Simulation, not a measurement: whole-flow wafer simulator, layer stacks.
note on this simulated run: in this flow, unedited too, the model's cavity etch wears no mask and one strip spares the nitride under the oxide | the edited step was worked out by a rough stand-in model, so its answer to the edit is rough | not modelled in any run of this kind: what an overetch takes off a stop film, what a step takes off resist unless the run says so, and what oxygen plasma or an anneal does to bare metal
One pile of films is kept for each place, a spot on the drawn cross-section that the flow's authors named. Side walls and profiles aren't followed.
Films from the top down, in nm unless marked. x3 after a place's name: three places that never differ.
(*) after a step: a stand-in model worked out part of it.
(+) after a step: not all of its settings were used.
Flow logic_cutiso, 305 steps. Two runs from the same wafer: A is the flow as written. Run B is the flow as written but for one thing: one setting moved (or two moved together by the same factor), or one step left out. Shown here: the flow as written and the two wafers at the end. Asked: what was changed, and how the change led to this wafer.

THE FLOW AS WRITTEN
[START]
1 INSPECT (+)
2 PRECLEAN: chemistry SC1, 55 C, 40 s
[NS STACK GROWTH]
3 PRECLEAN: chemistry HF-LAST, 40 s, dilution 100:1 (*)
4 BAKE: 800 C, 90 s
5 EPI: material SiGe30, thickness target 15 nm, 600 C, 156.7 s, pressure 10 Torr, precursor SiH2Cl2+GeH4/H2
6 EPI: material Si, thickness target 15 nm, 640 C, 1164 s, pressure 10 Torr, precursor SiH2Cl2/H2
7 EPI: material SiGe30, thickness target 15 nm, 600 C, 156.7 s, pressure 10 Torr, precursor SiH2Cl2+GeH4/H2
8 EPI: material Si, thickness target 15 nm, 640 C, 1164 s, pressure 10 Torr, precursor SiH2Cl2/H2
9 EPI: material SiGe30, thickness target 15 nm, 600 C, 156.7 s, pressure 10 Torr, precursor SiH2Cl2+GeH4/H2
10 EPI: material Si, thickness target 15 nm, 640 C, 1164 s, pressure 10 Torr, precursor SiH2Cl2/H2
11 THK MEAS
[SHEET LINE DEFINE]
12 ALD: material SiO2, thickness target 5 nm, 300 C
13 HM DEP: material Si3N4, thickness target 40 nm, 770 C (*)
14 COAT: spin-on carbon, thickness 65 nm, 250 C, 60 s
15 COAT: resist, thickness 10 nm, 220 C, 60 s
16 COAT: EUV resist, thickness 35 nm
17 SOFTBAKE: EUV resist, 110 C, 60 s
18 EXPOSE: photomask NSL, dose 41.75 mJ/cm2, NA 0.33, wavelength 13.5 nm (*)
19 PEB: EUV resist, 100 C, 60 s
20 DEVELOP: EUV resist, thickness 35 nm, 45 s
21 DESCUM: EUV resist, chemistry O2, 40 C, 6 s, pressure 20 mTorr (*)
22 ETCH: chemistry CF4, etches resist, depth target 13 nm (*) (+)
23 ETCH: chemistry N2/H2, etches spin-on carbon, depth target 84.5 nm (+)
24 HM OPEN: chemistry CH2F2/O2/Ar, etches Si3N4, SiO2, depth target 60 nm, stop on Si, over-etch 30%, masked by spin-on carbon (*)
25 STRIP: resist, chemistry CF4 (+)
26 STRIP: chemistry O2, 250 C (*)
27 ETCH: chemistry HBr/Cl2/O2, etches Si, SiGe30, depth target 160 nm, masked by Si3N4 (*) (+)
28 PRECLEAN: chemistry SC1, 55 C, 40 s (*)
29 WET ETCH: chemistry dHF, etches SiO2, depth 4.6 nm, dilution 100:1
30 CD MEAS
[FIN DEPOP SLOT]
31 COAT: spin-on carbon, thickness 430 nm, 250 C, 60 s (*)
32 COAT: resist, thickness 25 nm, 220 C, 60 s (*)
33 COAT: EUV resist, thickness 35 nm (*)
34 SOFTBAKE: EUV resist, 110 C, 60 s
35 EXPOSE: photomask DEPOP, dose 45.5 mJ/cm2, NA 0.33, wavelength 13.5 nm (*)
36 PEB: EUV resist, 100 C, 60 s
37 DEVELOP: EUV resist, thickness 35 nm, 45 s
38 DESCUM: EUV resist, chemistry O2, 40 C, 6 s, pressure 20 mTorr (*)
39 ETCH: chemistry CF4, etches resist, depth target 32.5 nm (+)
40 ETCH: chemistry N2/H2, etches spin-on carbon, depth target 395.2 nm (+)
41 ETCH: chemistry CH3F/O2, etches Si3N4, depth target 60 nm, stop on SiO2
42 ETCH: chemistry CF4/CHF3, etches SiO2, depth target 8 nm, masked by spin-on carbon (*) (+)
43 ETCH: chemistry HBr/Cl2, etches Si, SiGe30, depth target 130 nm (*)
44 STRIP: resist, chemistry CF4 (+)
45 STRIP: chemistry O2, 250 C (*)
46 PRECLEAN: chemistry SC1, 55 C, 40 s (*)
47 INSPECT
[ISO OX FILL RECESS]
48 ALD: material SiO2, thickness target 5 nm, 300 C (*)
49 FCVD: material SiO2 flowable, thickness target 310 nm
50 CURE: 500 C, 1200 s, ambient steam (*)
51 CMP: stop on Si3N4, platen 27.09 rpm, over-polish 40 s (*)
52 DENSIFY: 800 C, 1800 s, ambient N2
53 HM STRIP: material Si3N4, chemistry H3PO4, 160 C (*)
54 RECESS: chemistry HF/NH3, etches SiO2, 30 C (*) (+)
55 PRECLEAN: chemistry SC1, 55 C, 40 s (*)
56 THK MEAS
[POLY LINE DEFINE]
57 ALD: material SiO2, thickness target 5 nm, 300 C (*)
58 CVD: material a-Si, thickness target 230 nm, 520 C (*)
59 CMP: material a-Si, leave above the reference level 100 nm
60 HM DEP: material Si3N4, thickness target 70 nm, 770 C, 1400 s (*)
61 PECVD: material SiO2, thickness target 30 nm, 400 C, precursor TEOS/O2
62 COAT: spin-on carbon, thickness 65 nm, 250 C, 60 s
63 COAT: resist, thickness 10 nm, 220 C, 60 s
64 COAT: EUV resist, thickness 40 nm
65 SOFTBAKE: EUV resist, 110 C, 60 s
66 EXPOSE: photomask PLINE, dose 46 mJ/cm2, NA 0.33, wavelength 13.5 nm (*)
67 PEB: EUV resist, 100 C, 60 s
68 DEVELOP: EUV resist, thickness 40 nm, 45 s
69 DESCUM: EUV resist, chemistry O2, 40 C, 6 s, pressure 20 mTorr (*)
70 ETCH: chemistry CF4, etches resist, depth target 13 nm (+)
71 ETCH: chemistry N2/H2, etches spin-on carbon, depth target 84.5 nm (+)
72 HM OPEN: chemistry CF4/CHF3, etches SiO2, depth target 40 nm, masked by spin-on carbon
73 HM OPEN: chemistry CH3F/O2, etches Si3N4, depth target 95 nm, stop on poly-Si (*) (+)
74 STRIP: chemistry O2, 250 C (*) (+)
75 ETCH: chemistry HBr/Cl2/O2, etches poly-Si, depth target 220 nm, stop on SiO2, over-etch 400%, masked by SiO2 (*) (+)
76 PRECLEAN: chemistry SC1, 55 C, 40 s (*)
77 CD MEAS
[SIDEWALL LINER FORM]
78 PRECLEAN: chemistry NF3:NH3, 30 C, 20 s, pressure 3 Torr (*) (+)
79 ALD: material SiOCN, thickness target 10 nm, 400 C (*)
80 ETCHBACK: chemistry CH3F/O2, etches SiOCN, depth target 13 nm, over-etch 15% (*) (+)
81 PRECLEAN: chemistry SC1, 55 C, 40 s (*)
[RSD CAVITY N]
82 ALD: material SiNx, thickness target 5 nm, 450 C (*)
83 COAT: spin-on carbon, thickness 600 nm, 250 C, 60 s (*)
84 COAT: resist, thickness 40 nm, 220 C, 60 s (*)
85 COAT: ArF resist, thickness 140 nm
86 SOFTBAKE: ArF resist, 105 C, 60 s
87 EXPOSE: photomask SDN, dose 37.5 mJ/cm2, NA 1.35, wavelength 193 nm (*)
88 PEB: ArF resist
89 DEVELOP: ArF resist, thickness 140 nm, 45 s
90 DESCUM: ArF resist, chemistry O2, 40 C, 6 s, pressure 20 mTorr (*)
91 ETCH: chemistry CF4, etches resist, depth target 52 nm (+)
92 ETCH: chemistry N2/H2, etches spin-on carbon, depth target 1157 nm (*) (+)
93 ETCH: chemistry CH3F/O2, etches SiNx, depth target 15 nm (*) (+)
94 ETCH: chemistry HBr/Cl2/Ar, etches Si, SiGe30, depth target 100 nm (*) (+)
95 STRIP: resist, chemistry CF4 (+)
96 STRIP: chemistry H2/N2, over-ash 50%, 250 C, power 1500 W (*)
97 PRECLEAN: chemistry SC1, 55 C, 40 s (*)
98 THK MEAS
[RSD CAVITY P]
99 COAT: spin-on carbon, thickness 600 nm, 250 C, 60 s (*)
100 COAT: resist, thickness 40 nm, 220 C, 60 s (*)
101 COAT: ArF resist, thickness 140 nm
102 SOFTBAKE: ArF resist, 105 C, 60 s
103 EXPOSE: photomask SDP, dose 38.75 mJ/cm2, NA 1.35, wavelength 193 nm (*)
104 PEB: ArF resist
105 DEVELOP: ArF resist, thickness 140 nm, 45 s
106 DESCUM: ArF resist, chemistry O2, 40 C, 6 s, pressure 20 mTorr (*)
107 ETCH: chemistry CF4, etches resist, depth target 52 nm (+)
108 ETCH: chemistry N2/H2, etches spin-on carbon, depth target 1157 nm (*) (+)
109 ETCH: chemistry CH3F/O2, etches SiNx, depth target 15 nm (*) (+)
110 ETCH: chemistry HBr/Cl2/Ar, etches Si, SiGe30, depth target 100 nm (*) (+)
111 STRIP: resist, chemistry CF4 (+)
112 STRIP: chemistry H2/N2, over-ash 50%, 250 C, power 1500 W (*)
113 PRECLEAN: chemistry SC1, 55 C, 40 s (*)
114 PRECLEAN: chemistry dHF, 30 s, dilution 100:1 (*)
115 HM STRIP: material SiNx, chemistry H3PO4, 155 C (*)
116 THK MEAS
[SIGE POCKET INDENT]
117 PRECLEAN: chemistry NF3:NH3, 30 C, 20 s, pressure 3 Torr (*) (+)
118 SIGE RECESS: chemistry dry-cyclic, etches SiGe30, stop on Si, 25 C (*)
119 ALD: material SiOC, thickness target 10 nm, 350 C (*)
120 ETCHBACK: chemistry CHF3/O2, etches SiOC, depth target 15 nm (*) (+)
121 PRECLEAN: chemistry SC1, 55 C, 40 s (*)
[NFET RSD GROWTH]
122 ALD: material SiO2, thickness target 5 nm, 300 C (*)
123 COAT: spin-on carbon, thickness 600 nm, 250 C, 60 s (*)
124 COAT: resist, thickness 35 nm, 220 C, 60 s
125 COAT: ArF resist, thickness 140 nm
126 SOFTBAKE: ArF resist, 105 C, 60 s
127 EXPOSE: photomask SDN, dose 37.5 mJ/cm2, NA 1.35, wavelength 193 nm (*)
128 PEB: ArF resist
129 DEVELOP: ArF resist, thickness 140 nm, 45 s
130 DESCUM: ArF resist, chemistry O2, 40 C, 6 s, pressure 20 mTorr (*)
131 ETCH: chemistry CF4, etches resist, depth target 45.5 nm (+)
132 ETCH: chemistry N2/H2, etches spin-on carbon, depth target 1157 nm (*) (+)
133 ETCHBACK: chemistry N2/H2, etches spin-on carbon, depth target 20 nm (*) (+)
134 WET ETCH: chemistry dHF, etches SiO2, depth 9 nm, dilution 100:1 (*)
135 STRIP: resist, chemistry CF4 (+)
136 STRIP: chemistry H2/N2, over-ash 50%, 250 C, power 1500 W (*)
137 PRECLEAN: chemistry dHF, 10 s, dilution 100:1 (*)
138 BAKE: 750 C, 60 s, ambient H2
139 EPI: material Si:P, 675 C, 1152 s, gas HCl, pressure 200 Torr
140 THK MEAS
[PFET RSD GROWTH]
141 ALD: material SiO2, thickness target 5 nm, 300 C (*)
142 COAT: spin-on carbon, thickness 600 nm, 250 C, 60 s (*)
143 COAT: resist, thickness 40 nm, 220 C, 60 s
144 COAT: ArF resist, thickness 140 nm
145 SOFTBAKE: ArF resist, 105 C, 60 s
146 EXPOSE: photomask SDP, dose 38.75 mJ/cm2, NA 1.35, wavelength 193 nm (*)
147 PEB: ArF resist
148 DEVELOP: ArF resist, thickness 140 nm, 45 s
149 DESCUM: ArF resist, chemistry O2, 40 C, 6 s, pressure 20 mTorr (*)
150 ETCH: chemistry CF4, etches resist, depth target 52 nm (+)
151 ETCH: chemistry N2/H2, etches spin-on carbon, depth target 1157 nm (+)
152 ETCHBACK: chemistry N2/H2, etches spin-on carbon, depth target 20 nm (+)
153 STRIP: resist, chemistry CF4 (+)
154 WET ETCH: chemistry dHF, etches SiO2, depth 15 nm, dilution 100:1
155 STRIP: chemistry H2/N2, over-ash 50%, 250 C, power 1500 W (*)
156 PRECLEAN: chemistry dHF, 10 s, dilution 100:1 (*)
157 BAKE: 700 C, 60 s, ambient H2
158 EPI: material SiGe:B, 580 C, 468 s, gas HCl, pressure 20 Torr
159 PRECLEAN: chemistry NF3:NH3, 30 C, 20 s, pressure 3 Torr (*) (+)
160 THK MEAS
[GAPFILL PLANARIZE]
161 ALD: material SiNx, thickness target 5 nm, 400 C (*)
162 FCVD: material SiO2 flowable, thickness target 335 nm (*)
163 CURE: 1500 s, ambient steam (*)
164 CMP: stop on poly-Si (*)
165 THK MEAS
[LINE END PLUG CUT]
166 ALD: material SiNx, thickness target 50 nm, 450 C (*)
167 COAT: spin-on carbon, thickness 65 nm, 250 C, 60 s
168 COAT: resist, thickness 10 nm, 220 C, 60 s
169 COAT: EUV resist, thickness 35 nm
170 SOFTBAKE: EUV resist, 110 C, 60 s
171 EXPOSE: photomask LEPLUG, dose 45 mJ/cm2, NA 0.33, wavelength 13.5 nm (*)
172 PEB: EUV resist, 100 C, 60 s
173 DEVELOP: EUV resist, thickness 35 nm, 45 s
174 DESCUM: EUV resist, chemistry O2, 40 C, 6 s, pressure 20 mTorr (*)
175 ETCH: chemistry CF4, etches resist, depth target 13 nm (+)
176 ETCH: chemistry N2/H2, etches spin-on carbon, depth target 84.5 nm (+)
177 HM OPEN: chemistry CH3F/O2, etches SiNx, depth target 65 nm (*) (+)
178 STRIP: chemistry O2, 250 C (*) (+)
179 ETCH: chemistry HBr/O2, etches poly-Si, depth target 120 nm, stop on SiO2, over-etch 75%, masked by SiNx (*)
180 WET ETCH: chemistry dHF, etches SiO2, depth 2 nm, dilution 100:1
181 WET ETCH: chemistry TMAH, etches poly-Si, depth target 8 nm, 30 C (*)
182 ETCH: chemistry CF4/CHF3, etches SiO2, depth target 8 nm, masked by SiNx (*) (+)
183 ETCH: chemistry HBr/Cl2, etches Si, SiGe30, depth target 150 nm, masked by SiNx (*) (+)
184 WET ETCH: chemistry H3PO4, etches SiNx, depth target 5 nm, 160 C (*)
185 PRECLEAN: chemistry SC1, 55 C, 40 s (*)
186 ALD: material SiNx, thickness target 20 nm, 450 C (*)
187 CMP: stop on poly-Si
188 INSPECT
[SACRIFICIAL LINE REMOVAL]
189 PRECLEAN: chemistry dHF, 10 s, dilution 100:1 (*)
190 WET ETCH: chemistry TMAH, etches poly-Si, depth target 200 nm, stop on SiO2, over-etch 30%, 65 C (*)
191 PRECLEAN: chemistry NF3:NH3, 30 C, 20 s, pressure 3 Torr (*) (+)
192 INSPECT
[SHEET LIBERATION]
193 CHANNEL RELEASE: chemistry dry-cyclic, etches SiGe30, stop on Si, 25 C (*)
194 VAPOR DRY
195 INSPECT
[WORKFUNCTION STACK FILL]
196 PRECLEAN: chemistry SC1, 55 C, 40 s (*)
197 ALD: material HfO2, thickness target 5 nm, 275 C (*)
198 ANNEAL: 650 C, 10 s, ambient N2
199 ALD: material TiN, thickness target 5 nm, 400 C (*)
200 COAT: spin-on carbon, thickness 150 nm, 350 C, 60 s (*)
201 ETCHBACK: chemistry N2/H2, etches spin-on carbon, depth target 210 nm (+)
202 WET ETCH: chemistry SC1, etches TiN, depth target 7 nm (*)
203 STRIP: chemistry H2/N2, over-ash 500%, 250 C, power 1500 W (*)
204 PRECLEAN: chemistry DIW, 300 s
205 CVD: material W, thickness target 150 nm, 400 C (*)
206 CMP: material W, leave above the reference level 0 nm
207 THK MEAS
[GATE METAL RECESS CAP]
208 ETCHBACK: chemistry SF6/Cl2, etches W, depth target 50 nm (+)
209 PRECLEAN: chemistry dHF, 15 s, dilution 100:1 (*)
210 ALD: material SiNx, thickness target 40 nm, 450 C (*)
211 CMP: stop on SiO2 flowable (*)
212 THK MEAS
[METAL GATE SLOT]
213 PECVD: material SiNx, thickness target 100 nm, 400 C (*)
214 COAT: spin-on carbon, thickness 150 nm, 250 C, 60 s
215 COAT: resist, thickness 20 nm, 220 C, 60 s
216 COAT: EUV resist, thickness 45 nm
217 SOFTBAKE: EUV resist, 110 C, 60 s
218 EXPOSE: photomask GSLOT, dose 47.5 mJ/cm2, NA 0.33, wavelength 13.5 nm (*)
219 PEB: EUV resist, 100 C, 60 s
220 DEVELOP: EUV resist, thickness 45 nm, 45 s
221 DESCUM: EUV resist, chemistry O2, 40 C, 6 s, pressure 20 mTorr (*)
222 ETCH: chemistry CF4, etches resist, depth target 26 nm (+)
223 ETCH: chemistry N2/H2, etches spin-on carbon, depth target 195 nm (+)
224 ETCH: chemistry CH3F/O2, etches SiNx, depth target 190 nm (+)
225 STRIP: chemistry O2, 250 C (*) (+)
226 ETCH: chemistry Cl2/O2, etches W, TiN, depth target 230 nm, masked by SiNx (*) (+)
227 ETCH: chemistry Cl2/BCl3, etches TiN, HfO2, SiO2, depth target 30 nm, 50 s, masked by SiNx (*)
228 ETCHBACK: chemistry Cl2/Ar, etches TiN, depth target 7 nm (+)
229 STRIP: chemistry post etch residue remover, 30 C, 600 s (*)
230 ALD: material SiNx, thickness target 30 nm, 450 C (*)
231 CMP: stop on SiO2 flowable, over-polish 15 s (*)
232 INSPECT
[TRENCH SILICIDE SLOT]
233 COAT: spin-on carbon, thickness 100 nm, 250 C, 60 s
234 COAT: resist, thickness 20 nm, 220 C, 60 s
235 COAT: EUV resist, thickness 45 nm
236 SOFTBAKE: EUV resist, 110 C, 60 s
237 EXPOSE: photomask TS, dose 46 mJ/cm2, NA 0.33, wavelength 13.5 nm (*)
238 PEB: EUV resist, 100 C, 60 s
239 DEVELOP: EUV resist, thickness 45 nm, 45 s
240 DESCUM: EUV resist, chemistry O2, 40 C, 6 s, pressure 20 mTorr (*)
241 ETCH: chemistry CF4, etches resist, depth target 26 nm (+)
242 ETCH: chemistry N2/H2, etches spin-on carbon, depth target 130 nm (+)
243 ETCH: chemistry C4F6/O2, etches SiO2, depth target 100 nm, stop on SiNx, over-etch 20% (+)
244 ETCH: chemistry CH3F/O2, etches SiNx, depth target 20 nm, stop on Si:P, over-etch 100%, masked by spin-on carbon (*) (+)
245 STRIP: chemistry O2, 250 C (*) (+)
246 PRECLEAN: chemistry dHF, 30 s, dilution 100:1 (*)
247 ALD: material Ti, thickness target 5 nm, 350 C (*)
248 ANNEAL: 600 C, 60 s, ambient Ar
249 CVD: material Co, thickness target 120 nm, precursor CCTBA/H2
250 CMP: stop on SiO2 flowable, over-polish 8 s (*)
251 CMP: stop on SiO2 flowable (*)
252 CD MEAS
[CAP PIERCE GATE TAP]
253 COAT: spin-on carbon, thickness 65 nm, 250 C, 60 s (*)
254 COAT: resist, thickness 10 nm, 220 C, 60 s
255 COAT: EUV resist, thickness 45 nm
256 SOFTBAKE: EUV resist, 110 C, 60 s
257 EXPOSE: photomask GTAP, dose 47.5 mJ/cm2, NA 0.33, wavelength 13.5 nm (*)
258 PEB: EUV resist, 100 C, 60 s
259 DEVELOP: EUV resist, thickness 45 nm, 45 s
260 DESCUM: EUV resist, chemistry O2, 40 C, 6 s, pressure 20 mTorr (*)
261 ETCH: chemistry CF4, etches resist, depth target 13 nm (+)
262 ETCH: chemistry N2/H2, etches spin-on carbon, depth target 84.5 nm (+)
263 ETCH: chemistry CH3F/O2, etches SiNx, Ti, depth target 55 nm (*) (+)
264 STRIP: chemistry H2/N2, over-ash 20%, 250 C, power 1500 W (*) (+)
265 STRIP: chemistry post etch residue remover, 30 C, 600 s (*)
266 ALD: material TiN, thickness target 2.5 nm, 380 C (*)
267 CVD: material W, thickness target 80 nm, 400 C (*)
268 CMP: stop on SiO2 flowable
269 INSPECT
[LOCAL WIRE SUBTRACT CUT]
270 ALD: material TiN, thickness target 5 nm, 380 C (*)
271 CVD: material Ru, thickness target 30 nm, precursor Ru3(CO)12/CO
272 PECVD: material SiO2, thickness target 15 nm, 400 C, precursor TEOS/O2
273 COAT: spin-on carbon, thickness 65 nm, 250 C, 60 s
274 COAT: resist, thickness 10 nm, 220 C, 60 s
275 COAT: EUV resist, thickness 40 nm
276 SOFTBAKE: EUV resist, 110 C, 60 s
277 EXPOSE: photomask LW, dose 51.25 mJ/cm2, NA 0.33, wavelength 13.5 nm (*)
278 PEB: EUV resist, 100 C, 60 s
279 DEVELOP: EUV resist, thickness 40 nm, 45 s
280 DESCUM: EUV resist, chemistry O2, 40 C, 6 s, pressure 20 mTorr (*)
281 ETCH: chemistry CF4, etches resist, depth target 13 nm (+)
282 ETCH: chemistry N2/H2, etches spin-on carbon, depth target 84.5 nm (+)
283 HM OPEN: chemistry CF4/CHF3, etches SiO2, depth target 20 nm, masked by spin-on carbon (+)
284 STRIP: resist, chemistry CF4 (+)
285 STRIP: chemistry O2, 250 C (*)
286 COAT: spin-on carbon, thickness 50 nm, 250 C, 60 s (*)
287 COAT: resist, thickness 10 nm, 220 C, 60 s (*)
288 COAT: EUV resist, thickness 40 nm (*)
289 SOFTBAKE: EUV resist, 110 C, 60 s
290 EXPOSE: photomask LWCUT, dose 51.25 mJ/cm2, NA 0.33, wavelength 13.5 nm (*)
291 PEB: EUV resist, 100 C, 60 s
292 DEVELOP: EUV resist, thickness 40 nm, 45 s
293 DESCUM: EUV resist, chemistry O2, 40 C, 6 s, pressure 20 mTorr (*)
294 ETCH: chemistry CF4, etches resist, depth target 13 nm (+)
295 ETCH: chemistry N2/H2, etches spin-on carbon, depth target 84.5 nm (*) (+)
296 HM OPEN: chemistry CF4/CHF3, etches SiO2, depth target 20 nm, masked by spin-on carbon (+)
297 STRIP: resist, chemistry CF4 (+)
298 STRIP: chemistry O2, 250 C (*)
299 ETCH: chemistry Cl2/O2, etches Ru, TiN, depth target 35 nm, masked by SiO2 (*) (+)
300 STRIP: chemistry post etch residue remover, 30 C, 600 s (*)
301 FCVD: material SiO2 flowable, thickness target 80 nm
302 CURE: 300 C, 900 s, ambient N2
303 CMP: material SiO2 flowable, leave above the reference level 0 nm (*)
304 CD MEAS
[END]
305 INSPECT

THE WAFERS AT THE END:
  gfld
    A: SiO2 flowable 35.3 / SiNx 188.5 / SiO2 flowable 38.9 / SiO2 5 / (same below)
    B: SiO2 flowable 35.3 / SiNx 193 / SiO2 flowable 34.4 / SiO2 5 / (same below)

The cause: step 227, ETCH: depth target 34.5 nm was run, where the flow has depth target 30 nm; step 227, ETCH: 57.5 s was run, where the flow has 50 s.

How the change led to this, step by step:
  227 ETCH: chemistry Cl2/BCl3, etches TiN, HfO2, SiO2, depth target 30 nm, 50 s, masked by SiNx (*)
      depop, dpovl, gl and 18 more: A SiNx -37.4 | B SiNx -43
      gfld: A HfO2 -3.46 (all of it), SiO2 flowable -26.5 | B HfO2 -3.46 (all of it), SiO2 flowable -31
  231 CMP: stop on SiO2 flowable, over-polish 15 s (*)
      depop, dpovl, gfld and 10 more: A SiNx -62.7 | B SiNx -57.1
      lnr, lnri, lnrp, lnrt: A SiNx -61 (all of it), SiOCN -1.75 | B SiNx -55.4 (all of it), SiOCN -1.75
      (and at 5 more places)
